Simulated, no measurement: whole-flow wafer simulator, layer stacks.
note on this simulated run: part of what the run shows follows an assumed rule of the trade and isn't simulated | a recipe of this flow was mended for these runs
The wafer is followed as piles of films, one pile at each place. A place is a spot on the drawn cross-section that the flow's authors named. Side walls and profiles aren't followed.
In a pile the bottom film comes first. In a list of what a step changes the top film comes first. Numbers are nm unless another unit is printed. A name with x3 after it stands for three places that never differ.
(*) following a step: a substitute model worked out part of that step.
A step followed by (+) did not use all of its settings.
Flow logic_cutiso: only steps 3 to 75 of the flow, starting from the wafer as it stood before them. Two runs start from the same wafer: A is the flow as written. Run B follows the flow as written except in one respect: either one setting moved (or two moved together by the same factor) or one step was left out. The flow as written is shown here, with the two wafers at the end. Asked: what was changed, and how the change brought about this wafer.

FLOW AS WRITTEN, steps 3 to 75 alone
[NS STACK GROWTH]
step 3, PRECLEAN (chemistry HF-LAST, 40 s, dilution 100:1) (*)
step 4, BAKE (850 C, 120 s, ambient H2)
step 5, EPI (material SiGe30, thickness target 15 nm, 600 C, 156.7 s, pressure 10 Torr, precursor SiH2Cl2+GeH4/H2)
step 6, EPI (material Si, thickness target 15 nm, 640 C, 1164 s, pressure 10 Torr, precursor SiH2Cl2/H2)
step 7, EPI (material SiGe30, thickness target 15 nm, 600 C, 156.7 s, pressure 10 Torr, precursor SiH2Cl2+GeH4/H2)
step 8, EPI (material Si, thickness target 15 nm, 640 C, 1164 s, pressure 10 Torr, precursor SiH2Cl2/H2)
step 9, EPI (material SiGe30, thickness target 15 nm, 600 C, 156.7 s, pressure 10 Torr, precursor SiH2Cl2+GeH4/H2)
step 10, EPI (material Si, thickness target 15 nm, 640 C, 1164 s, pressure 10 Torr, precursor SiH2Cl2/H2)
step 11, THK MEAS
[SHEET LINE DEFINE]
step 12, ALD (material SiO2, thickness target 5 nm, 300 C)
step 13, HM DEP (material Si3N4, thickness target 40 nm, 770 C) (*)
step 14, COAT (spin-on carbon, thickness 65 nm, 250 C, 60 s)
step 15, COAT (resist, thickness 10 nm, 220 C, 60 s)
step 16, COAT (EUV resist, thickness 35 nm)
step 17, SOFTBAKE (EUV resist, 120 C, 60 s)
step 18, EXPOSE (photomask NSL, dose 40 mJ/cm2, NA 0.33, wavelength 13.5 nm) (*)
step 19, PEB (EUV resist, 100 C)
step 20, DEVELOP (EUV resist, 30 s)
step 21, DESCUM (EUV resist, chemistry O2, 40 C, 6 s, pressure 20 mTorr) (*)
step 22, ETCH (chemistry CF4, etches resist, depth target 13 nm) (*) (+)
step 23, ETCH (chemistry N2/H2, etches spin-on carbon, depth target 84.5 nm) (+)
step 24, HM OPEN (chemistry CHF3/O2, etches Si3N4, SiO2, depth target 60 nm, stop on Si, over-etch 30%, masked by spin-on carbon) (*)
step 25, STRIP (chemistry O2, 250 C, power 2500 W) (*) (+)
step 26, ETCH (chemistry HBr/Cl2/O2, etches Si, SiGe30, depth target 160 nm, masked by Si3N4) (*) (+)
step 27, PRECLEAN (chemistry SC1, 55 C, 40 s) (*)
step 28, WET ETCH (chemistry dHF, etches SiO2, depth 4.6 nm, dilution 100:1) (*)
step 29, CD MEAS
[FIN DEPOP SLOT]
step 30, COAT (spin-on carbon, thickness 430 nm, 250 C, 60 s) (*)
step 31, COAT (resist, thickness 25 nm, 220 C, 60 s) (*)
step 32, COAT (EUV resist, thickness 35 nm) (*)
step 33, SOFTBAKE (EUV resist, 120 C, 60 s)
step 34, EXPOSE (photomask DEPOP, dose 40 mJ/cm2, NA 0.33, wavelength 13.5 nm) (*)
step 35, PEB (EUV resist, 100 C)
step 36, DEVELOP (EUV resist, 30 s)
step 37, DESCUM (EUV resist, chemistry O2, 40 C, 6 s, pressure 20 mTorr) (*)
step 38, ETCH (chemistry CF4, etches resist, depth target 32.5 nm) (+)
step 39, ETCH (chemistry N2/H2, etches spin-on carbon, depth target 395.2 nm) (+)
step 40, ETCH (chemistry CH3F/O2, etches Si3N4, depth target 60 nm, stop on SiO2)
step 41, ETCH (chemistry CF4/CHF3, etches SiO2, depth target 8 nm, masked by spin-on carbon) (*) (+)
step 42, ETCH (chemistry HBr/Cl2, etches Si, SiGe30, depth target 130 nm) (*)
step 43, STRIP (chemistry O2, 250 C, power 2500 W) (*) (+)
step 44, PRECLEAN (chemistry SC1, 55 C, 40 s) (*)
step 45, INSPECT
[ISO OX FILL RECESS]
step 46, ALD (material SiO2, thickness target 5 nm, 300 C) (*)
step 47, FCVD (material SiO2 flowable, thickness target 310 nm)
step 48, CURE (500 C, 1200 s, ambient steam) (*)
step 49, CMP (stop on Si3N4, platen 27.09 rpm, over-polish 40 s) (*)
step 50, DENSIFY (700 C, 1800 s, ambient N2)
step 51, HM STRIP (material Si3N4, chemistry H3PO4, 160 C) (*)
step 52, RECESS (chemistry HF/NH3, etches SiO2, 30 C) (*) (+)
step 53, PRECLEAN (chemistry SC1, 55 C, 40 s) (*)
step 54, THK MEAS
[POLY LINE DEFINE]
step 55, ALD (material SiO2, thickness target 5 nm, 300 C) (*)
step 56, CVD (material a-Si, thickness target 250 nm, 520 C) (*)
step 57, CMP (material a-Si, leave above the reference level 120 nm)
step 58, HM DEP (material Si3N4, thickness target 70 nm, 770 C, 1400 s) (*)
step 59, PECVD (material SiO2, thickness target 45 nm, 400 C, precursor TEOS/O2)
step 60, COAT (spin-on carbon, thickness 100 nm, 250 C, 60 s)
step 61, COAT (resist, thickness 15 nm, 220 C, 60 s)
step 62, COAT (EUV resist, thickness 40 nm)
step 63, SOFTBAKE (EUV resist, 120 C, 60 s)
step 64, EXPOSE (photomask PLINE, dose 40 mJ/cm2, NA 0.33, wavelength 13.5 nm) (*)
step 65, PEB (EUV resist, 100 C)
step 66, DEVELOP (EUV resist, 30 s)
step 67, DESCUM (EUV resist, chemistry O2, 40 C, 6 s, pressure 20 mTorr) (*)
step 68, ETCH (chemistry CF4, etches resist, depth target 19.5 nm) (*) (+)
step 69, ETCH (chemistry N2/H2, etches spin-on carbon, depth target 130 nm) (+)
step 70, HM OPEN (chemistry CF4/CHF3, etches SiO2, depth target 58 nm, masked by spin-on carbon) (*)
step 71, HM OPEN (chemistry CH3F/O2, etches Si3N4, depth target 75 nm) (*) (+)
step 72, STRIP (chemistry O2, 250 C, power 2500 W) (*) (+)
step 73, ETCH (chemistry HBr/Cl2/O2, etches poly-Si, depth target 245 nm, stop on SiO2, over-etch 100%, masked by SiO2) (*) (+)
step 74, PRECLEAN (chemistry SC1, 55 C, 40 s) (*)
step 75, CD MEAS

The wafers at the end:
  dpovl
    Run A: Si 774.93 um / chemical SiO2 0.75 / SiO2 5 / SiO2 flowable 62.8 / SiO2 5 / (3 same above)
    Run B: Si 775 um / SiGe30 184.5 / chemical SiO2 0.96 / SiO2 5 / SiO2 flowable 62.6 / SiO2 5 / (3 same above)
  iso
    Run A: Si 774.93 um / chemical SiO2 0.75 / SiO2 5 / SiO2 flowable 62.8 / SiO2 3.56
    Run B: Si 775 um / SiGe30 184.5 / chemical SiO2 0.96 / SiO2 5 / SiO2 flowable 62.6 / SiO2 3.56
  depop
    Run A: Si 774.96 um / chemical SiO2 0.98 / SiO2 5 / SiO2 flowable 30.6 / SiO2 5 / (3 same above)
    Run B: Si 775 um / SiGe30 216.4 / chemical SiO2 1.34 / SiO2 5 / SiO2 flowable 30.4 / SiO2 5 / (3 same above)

What caused this: step 5, EPI: 780 C was run, while the flow as written has 600 C.

Step by step, how the change led to this:
  step 5, EPI (material SiGe30, thickness target 15 nm, 600 C, 156.7 s, pressure 10 Torr, precursor SiH2Cl2+GeH4/H2)
      depop, dpovl, gfld and 19 more: A +15 SiGe30 (new film) | B +273.2 SiGe30 (new film)
  step 26, ETCH (chemistry HBr/Cl2/O2, etches Si, SiGe30, depth target 160 nm, masked by Si3N4) (*) (+)
      dpovl, gfld, gxf, iso, isow, lnri, nsgap: A -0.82 chemical SiO2 (all of it), -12 Si (all of it), -15 SiGe30 (all of it), -15 Si (all of it), -15 SiGe30 (all of it), -15 Si (all of it), -15 SiGe30 (all of it), -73 Si | B -0.82 chemical SiO2 (all of it), -12 Si (all of it), -15 SiGe30 (all of it), -15 Si (all of it), -15 SiGe30 (all of it), -15 Si (all of it), -88 SiGe30
  step 42, ETCH (chemistry HBr/Cl2, etches Si, SiGe30, depth target 130 nm) (*)
      depop: A -13.8 Si (all of it), -15 SiGe30 (all of it), -15 Si (all of it), -15 SiGe30 (all of it), -15 Si (all of it), -15 SiGe30 (all of it), -41.2 Si | B -13.8 Si (all of it), -15 SiGe30 (all of it), -15 Si (all of it), -15 SiGe30 (all of it), -15 Si (all of it), -56.2 SiGe30
  step 43, STRIP (chemistry O2, 250 C, power 2500 W) (*) (+)
      depop: A +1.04 chemical SiO2 (new film), -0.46 Si | B +1.41 chemical SiO2 (new film), -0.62 SiGe30
